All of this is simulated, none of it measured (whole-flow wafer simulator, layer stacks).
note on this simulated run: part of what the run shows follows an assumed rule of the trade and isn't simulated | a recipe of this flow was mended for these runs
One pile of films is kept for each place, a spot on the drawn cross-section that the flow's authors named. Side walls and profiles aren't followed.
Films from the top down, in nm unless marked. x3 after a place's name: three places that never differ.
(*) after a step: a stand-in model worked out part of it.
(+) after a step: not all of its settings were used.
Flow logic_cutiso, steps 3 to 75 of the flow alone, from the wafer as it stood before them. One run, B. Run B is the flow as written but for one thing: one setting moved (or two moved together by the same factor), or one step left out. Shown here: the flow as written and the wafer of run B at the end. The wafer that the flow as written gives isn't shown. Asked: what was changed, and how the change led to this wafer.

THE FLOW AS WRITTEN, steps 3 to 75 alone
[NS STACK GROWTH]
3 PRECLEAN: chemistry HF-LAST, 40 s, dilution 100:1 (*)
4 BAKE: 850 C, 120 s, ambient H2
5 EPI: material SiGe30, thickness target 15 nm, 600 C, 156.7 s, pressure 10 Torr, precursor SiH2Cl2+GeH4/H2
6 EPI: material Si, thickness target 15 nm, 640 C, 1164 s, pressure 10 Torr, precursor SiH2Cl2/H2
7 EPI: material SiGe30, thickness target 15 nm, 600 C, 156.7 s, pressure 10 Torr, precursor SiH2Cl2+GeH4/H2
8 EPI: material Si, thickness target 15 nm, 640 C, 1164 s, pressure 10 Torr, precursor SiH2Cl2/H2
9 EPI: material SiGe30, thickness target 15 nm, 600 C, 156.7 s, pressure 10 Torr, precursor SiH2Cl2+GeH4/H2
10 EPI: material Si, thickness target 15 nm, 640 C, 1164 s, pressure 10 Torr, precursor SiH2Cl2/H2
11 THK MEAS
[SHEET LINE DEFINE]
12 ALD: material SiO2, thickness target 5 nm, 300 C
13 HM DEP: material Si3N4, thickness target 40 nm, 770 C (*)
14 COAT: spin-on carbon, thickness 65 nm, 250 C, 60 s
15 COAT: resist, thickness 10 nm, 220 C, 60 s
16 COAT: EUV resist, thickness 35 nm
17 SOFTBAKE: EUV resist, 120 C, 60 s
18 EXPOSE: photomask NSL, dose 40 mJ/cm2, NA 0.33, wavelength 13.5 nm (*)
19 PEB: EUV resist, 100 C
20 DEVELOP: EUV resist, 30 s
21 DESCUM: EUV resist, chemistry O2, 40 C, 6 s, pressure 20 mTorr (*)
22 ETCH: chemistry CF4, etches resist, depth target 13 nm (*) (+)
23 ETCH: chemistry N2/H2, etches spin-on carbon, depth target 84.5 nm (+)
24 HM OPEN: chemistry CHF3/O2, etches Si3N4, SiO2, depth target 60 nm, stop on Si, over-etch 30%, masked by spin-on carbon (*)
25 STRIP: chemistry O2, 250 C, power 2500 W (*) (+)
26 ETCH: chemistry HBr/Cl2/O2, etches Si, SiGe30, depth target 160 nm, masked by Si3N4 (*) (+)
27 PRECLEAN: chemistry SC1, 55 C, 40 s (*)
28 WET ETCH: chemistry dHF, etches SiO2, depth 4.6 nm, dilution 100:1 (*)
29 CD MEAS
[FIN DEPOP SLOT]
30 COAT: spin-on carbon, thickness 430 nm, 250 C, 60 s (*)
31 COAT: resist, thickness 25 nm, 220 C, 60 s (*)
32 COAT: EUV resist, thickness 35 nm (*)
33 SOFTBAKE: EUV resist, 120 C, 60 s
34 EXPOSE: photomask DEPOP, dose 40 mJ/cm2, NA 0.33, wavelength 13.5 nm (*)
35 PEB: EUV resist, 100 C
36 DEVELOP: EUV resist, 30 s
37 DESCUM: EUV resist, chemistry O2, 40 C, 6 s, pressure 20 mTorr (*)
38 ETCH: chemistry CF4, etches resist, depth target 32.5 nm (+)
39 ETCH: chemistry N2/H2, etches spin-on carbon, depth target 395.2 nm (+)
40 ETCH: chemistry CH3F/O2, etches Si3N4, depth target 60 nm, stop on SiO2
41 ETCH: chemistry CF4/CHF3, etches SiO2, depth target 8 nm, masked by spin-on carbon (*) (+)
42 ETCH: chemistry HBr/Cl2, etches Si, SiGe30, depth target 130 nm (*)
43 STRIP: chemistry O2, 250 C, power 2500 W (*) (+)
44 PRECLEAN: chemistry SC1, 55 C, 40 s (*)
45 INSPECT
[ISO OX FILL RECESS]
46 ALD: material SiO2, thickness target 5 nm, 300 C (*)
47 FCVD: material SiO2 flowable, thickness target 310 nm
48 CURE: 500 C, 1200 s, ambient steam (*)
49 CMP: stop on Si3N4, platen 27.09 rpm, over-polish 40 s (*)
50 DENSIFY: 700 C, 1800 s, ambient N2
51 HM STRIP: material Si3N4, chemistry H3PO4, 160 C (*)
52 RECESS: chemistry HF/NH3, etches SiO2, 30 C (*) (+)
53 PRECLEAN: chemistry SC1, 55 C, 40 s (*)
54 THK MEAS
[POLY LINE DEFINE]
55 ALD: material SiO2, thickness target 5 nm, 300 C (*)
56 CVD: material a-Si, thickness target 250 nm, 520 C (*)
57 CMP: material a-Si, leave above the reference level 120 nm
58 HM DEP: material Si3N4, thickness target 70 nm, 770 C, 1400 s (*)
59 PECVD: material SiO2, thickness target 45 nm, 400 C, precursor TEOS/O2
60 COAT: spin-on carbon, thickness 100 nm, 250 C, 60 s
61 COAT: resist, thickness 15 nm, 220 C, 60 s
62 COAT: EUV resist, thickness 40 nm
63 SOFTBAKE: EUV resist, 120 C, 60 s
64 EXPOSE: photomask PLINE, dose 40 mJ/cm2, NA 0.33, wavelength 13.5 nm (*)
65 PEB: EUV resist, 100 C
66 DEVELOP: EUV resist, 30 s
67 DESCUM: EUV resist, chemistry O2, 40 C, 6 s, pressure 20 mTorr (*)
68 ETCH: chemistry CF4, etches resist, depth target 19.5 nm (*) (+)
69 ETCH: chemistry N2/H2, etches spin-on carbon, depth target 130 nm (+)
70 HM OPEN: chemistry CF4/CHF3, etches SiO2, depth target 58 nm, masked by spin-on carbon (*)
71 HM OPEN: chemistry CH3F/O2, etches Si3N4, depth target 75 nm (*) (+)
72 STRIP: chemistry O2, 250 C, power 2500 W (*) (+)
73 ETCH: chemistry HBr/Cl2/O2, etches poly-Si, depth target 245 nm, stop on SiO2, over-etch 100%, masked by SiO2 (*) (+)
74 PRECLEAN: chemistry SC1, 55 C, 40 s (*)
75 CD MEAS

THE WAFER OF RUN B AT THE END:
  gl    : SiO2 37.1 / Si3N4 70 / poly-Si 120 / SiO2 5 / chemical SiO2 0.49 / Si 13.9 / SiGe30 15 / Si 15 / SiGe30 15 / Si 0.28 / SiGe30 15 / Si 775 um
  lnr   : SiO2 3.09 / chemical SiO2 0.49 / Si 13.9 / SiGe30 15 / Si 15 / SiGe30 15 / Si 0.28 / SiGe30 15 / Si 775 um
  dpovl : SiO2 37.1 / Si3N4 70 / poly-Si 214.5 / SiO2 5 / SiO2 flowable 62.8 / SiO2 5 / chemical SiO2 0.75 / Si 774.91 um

The cause: step 6, EPI: 568 C was run, where the flow has 640 C.

How the change led to this, step by step:
  6 EPI: material Si, thickness target 15 nm, 640 C, 1164 s, pressure 10 Torr, precursor SiH2Cl2/H2
      depop, dpovl, gfld and 19 more: Si +0.28 (new film) (as written it would be: Si +15 (new film))
  26 ETCH: chemistry HBr/Cl2/O2, etches Si, SiGe30, depth target 160 nm, masked by Si3N4 (*) (+)
      dpovl, gfld, gxf, iso, isow, lnri, nsgap: chemical SiO2 -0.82 (all of it), Si -12 (all of it), SiGe30 -15 (all of it), Si -15 (all of it), SiGe30 -15 (all of it), Si -0.28 (all of it), SiGe30 -15 (all of it), Si -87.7 (as written it would be: chemical SiO2 -0.82 (all of it), Si -12 (all of it), SiGe30 -15 (all of it), Si -15 (all of it), SiGe30 -15 (all of it), Si -15 (all of it), SiGe30 -15 (all of it), Si -73)
  42 ETCH: chemistry HBr/Cl2, etches Si, SiGe30, depth target 130 nm (*)
      depop: Si -13.8 (all of it), SiGe30 -15 (all of it), Si -15 (all of it), SiGe30 -15 (all of it), Si -0.28 (all of it), SiGe30 -15 (all of it), Si -55.9 (as written it would be: Si -13.8 (all of it), SiGe30 -15 (all of it), Si -15 (all of it), SiGe30 -15 (all of it), Si -15 (all of it), SiGe30 -15 (all of it), Si -41.2)
